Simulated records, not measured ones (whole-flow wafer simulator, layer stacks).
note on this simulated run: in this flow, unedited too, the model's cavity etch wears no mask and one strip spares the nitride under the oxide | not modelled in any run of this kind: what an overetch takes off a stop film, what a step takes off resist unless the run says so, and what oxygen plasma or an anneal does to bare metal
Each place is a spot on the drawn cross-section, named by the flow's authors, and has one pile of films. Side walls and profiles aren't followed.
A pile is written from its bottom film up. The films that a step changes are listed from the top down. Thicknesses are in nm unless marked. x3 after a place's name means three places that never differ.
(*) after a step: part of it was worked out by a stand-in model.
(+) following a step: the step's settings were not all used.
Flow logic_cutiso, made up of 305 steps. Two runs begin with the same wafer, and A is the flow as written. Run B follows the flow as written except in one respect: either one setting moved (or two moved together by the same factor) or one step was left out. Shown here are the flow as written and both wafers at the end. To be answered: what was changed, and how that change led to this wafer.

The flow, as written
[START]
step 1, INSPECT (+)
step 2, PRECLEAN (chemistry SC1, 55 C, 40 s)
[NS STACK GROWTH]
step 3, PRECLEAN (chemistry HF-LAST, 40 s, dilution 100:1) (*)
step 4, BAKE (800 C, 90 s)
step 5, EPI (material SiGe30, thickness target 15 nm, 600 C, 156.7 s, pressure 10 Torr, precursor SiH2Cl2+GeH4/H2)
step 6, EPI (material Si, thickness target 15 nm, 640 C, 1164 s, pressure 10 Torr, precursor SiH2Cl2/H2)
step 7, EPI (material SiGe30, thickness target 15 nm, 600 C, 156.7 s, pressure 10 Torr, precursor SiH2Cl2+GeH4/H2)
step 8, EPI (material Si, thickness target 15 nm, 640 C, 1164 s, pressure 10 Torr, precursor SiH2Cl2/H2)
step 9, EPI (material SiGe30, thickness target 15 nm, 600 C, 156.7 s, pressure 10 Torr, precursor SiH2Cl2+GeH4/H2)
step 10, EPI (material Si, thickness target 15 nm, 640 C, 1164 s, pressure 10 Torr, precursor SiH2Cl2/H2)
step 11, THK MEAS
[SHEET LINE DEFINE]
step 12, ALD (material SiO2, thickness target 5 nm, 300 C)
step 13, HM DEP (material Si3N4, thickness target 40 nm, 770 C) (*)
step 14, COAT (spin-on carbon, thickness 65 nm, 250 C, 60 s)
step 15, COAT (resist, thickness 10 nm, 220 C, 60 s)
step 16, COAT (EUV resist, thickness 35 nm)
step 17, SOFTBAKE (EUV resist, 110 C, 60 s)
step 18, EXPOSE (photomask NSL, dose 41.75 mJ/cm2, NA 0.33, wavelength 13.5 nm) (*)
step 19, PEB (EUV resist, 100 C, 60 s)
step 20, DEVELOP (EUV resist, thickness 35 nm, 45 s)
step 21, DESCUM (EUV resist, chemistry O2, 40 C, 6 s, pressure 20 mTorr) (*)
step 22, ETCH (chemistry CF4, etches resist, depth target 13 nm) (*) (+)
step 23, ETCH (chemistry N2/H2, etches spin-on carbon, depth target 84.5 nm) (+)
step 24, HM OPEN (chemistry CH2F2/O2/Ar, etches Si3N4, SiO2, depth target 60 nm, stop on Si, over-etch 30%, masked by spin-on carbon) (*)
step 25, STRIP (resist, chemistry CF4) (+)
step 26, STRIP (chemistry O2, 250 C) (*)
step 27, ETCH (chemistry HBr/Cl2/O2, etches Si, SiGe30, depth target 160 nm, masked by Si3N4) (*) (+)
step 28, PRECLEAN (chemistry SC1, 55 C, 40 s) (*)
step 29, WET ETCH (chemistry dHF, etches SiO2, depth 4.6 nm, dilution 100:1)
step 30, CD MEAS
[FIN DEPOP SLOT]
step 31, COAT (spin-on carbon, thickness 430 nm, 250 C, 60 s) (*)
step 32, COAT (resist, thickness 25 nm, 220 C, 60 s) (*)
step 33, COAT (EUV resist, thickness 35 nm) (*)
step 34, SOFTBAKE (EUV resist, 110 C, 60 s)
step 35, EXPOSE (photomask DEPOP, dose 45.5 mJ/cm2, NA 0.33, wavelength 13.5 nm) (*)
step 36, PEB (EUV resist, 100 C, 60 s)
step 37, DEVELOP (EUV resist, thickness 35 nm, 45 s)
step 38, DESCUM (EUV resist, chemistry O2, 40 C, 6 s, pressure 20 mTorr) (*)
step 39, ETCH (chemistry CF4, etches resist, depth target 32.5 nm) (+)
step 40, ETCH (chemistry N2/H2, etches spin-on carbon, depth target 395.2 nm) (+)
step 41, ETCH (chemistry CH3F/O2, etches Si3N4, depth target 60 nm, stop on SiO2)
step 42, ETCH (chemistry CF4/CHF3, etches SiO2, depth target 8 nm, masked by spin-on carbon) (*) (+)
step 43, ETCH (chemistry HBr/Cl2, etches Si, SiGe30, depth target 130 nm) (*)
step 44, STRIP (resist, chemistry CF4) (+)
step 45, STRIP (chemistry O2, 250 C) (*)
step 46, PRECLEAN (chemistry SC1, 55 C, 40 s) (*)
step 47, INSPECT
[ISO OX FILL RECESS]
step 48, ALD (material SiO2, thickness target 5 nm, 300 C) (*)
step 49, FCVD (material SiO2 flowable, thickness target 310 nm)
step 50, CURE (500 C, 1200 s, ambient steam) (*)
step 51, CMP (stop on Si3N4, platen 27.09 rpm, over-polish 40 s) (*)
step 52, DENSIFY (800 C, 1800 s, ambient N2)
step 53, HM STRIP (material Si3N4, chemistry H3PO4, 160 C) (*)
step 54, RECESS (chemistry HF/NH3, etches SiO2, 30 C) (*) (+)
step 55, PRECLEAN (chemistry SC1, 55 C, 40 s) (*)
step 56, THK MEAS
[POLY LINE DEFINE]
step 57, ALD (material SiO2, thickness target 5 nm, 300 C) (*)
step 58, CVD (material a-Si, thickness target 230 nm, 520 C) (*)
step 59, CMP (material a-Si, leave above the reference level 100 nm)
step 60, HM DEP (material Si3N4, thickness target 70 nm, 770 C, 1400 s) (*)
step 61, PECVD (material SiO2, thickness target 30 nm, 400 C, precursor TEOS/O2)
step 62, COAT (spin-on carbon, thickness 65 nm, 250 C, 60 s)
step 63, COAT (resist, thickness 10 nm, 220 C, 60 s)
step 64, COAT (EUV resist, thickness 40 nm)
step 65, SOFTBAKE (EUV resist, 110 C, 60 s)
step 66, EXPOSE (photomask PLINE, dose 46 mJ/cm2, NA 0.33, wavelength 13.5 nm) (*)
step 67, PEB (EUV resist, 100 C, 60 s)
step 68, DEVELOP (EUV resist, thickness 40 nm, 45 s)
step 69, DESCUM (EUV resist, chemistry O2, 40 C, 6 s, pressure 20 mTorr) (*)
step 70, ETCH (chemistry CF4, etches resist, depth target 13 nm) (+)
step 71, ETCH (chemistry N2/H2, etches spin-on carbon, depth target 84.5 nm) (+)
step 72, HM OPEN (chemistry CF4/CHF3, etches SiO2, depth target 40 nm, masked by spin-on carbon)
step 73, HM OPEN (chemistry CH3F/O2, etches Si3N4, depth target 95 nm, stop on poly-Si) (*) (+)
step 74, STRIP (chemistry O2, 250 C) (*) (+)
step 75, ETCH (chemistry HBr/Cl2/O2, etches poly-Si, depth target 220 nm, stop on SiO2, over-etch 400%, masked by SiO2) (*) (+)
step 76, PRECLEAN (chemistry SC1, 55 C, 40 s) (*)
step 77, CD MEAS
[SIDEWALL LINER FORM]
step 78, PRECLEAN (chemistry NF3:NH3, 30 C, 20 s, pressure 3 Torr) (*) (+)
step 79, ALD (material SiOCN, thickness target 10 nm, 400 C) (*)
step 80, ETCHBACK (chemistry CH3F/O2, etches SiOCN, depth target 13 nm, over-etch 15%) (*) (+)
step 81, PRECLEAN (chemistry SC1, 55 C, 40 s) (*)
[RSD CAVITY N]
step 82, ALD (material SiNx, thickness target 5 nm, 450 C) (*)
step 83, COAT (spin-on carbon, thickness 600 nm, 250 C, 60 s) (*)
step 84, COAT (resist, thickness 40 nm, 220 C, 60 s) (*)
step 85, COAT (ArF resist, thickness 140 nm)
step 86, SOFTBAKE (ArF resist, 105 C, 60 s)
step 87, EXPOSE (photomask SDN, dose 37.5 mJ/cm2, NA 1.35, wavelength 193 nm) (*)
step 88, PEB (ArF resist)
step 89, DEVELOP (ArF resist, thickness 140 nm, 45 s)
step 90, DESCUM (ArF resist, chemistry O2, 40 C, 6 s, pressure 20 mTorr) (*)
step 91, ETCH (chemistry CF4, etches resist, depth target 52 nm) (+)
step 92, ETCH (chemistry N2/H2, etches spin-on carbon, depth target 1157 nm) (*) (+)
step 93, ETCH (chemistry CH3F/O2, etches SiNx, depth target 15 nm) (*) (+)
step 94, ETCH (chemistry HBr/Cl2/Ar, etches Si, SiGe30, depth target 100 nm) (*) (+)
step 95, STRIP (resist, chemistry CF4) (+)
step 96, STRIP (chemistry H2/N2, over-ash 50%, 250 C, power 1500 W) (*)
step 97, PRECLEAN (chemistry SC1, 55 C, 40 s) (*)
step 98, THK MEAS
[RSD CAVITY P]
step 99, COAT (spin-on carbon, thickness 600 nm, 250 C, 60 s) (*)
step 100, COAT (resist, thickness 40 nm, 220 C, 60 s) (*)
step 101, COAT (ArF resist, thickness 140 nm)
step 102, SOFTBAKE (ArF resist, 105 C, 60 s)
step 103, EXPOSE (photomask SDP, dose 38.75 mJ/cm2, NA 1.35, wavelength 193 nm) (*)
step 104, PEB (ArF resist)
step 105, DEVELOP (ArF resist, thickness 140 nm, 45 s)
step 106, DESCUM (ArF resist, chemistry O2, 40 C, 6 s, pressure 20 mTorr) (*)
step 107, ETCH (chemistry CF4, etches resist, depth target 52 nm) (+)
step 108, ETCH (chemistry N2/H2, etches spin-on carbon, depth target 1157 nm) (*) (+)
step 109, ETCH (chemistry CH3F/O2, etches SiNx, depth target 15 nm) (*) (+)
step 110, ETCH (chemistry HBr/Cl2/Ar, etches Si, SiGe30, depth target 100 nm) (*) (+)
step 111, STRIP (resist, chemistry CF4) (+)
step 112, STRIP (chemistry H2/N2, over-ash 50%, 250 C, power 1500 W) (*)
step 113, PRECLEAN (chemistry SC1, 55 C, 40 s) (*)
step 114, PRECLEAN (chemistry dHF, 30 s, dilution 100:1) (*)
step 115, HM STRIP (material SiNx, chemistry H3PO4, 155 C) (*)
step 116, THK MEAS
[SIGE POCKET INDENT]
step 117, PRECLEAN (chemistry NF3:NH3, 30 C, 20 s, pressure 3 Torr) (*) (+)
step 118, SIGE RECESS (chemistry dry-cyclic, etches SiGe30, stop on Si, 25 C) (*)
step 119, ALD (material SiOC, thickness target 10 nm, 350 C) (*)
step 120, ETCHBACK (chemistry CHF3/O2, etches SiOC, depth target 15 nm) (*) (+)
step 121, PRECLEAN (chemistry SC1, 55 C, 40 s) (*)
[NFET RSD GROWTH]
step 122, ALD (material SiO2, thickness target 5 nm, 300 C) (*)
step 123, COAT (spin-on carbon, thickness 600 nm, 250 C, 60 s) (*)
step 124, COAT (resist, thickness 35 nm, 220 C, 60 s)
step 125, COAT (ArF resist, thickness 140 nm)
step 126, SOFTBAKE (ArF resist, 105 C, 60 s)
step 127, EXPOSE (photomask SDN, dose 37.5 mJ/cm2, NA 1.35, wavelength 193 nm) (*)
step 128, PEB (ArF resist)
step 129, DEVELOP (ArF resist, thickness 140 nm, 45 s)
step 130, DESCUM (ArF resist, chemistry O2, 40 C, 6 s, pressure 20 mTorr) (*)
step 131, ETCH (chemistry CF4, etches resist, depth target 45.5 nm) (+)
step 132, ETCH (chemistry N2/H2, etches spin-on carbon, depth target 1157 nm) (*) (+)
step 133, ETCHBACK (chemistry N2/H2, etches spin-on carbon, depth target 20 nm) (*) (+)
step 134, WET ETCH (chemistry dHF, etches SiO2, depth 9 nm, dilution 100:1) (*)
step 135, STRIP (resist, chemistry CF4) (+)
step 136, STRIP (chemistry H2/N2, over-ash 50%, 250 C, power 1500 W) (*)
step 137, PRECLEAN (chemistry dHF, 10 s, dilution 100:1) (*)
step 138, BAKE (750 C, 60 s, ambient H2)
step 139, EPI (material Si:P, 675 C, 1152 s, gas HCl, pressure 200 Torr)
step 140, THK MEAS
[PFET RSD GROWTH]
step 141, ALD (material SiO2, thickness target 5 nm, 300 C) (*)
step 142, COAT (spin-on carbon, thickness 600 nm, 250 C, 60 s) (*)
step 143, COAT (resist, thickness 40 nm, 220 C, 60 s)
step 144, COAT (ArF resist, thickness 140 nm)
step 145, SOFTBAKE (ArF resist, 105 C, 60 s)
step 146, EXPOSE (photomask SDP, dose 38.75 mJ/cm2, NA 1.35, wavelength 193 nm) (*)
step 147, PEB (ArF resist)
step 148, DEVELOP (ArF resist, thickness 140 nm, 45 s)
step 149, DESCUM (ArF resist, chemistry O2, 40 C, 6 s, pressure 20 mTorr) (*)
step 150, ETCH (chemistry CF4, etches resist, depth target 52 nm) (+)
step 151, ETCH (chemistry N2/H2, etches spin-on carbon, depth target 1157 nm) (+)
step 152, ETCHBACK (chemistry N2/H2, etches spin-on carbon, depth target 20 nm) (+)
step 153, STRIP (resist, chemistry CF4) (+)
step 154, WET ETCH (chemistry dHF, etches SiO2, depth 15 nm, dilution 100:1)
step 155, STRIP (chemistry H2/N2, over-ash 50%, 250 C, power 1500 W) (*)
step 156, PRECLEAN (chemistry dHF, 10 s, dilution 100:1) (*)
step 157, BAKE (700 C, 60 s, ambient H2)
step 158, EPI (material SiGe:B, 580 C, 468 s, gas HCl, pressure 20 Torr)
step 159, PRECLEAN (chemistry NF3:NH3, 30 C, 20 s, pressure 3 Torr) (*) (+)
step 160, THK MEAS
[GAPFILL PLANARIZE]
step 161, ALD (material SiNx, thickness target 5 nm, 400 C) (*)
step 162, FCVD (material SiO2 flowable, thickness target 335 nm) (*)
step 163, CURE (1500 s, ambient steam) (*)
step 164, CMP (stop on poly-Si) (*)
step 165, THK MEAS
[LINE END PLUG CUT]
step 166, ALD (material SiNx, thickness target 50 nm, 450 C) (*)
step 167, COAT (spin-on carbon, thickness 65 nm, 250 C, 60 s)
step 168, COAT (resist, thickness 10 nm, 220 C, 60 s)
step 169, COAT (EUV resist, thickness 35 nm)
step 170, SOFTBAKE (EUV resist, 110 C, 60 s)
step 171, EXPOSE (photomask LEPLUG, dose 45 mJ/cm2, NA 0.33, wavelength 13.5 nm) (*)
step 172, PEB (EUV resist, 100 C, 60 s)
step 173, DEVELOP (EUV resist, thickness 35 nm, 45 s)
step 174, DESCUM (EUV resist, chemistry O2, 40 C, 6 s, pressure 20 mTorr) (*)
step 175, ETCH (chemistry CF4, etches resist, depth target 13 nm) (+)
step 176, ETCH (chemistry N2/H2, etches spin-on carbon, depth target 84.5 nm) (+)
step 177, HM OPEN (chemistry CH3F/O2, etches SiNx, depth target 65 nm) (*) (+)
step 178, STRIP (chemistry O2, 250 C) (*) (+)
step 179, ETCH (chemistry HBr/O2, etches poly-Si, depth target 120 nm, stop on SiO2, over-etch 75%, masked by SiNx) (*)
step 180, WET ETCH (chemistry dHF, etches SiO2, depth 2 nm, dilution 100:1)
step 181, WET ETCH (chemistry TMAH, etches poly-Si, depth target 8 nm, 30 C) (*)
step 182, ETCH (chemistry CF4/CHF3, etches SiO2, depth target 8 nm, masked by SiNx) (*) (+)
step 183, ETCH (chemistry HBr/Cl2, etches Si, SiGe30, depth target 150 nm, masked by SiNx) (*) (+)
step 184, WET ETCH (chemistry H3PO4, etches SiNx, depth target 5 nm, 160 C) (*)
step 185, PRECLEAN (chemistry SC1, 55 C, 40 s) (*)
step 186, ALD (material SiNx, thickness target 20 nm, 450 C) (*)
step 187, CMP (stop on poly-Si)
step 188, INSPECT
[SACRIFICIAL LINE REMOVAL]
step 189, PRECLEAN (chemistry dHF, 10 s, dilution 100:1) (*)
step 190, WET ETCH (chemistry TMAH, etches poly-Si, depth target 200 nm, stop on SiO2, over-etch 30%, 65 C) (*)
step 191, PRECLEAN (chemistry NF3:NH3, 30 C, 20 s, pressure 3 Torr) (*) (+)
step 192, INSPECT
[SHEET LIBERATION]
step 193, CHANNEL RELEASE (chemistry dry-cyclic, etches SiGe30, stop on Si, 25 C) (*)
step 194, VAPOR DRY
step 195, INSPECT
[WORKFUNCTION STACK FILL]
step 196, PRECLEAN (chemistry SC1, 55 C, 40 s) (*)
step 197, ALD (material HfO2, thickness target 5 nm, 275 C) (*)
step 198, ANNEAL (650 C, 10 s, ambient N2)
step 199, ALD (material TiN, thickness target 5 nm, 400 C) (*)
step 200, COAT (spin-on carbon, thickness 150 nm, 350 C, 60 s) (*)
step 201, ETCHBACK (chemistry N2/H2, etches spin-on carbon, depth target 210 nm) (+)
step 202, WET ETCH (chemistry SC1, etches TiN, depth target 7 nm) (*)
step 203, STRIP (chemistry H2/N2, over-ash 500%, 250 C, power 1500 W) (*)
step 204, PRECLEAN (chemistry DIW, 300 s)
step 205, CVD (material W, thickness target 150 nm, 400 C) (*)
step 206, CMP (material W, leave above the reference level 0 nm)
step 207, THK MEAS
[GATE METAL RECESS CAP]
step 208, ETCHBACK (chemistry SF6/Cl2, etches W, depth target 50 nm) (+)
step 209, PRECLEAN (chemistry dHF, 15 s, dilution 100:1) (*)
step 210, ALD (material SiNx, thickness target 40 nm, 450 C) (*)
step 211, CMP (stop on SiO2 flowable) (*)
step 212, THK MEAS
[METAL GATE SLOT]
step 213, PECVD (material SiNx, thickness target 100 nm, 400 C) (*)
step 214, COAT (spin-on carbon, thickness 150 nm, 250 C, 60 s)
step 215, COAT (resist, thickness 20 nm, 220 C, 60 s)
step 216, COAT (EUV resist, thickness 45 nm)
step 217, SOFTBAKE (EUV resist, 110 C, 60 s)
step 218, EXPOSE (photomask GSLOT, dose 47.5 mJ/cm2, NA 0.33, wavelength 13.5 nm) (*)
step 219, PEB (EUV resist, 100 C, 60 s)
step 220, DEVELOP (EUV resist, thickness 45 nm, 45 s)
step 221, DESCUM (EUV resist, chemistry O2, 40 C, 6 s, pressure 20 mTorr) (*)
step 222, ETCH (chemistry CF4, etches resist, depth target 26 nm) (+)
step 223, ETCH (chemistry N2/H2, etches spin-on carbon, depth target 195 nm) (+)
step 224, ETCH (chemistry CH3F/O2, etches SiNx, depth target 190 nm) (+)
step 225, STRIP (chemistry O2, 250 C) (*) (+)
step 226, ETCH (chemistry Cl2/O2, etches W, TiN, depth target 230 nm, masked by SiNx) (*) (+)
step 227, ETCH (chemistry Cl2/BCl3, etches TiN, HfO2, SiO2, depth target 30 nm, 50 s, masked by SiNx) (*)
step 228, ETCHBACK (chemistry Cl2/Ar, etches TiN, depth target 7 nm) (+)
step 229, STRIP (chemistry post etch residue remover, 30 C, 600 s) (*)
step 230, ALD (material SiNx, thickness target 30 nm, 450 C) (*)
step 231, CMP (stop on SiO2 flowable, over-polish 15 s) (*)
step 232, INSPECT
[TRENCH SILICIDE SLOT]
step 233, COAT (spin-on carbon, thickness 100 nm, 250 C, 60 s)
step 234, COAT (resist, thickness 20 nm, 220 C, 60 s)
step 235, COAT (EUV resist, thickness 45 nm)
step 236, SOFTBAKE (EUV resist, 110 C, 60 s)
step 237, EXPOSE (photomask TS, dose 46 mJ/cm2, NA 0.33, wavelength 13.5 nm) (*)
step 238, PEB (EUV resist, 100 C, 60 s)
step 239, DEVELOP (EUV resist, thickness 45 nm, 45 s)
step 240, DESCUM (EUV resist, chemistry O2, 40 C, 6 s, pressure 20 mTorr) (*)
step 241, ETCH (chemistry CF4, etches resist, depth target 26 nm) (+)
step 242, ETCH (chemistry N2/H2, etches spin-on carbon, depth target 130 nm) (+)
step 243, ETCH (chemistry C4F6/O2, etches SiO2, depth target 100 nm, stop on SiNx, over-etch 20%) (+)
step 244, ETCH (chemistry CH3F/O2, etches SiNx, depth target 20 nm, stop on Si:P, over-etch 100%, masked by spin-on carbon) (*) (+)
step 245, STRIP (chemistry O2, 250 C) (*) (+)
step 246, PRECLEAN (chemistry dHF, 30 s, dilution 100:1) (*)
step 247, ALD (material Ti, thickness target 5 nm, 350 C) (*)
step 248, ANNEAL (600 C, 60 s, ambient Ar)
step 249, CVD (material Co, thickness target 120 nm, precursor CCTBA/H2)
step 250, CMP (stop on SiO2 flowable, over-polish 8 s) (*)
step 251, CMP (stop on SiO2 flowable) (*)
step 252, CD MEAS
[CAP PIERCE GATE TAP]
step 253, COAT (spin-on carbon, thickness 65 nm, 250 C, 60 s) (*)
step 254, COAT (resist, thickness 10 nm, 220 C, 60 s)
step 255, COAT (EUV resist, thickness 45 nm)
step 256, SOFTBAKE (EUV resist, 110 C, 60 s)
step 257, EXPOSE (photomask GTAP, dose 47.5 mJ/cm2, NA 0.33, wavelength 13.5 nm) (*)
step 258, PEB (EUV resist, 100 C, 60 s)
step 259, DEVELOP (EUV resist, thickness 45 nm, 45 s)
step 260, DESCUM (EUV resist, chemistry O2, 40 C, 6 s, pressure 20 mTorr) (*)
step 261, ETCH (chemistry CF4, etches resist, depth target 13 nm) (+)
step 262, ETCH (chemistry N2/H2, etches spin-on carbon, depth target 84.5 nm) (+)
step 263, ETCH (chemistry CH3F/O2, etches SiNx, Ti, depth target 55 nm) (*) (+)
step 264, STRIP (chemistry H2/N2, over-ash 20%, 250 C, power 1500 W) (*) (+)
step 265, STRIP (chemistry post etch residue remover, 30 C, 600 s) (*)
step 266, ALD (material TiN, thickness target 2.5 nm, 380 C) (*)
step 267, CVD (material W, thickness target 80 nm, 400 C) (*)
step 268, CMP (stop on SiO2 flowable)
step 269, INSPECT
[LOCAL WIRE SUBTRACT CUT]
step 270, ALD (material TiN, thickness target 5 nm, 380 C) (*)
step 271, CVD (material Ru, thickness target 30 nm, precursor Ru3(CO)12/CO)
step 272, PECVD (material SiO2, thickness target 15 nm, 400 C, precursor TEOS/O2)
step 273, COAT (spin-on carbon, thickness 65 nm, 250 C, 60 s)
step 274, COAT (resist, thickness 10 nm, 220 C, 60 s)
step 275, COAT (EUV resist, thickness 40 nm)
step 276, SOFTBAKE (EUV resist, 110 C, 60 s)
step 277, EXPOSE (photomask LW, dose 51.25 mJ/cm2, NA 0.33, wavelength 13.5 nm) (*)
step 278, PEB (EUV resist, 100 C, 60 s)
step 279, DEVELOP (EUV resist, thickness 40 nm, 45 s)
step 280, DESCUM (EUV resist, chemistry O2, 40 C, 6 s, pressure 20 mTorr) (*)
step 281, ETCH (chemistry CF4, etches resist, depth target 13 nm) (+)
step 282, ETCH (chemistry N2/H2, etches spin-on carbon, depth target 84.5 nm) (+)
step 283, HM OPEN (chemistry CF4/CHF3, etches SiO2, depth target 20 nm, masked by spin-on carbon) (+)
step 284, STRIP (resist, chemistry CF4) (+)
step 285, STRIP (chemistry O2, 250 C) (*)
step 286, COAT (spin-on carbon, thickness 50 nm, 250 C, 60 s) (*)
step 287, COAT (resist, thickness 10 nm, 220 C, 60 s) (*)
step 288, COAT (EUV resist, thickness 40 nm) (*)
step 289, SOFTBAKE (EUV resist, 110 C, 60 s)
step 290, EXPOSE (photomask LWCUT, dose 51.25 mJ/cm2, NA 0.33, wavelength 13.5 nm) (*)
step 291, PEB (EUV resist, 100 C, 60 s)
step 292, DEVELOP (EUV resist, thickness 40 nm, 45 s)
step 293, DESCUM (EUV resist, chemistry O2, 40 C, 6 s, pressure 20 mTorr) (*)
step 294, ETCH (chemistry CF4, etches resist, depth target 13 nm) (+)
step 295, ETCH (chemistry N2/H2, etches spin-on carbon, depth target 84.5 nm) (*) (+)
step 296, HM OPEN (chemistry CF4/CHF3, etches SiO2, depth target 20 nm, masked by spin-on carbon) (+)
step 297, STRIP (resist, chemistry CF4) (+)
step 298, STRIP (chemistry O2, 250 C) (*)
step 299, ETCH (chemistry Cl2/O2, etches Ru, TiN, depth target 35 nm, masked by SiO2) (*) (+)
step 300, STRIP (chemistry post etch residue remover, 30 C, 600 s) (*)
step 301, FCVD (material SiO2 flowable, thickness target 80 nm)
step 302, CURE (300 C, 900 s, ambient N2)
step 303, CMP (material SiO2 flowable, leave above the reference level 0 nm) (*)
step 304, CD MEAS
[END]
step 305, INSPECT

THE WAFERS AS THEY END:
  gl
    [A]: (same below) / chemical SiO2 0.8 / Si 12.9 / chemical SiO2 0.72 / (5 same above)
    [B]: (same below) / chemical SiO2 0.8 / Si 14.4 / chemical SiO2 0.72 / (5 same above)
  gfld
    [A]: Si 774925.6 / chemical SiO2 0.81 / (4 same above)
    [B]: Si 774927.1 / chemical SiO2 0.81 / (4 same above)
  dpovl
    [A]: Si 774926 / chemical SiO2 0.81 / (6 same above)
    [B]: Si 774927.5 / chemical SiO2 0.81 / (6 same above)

The reason: step 10, EPI: thickness target 16.5 nm was run, while the flow as written has thickness target 15 nm; step 10, EPI: 1281 s was run, where the flow has 1164 s.

Step by step, how the change led to this:
  step 10, EPI (material Si, thickness target 15 nm, 640 C, 1164 s, pressure 10 Torr, precursor SiH2Cl2/H2)
      depop, dpovl, gfld and 19 more: A Si gains 15 (new film) | B Si gains 16.5 (new film)
  step 27, ETCH (chemistry HBr/Cl2/O2, etches Si, SiGe30, depth target 160 nm, masked by Si3N4) (*) (+)
      gfld, gxf, iso, lnri: A chemical SiO2 loses 0.79 (all of it), Si loses 11.4 (all of it), SiGe30 loses 15 (all of it), Si loses 15 (all of it), SiGe30 loses 15 (all of it), Si loses 15 (all of it), SiGe30 loses 15 (all of it), Si loses 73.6 | B chemical SiO2 loses 0.79 (all of it), Si loses 12.9 (all of it), SiGe30 loses 15 (all of it), Si loses 15 (all of it), SiGe30 loses 15 (all of it), Si loses 15 (all of it), SiGe30 loses 15 (all of it), Si loses 72.1
      dpovl, nsgap: A chemical SiO2 loses 0.79 (all of it), Si loses 11.8 (all of it), SiGe30 loses 15 (all of it), Si loses 15 (all of it), SiGe30 loses 15 (all of it), Si loses 15 (all of it), SiGe30 loses 15 (all of it), Si loses 73.2 | B chemical SiO2 loses 0.79 (all of it), Si loses 13.3 (all of it), SiGe30 loses 15 (all of it), Si loses 15 (all of it), SiGe30 loses 15 (all of it), Si loses 15 (all of it), SiGe30 loses 15 (all of it), Si loses 71.7
      (also at 1 further place)
  step 43, ETCH (chemistry HBr/Cl2, etches Si, SiGe30, depth target 130 nm) (*)
      depop: A Si loses 14 (all of it), SiGe30 loses 15 (all of it), Si loses 15 (all of it), SiGe30 loses 15 (all of it), Si loses 15 (all of it), SiGe30 loses 15 (all of it), Si loses 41 | B Si loses 15.5 (all of it), SiGe30 loses 15 (all of it), Si loses 15 (all of it), SiGe30 loses 15 (all of it), Si loses 15 (all of it), SiGe30 loses 15 (all of it), Si loses 39.5
  step 94, ETCH (chemistry HBr/Cl2/Ar, etches Si, SiGe30, depth target 100 nm) (*) (+)
      rsdn, rsdx: A chemical SiO2 loses 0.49 (all of it), Si loses 12.8 (all of it), SiGe30 loses 15 (all of it), Si loses 15 (all of it), SiGe30 loses 15 (all of it), Si loses 15 (all of it), SiGe30 loses 15 (all of it), Si loses 12.2 | B chemical SiO2 loses 0.49 (all of it), Si loses 14.3 (all of it), SiGe30 loses 15 (all of it), Si loses 15 (all of it), SiGe30 loses 15 (all of it), Si loses 15 (all of it), SiGe30 loses 15 (all of it), Si loses 10.7
  step 110, ETCH (chemistry HBr/Cl2/Ar, etches Si, SiGe30, depth target 100 nm) (*) (+)
      rsdp, rsdw: A chemical SiO2 loses 0.49 (all of it), Si loses 12.8 (all of it), SiGe30 loses 15 (all of it), Si loses 15 (all of it), SiGe30 loses 15 (all of it), Si loses 15 (all of it), SiGe30 loses 15 (all of it), Si loses 12.2 | B chemical SiO2 loses 0.49 (all of it), Si loses 14.3 (all of it), SiGe30 loses 15 (all of it), Si loses 15 (all of it), SiGe30 loses 15 (all of it), Si loses 15 (all of it), SiGe30 loses 15 (all of it), Si loses 10.7
  step 183, ETCH (chemistry HBr/Cl2, etches Si, SiGe30, depth target 150 nm, masked by SiNx) (*) (+)
      plug: A Si loses 13.6 (all of it), SiGe30 loses 15 (all of it), Si loses 15 (all of it), SiGe30 loses 15 (all of it), Si loses 15 (all of it), SiGe30 loses 15 (all of it), Si loses 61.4 | B Si loses 15.1 (all of it), SiGe30 loses 15 (all of it), Si loses 15 (all of it), SiGe30 loses 15 (all of it), Si loses 15 (all of it), SiGe30 loses 15 (all of it), Si loses 59.9
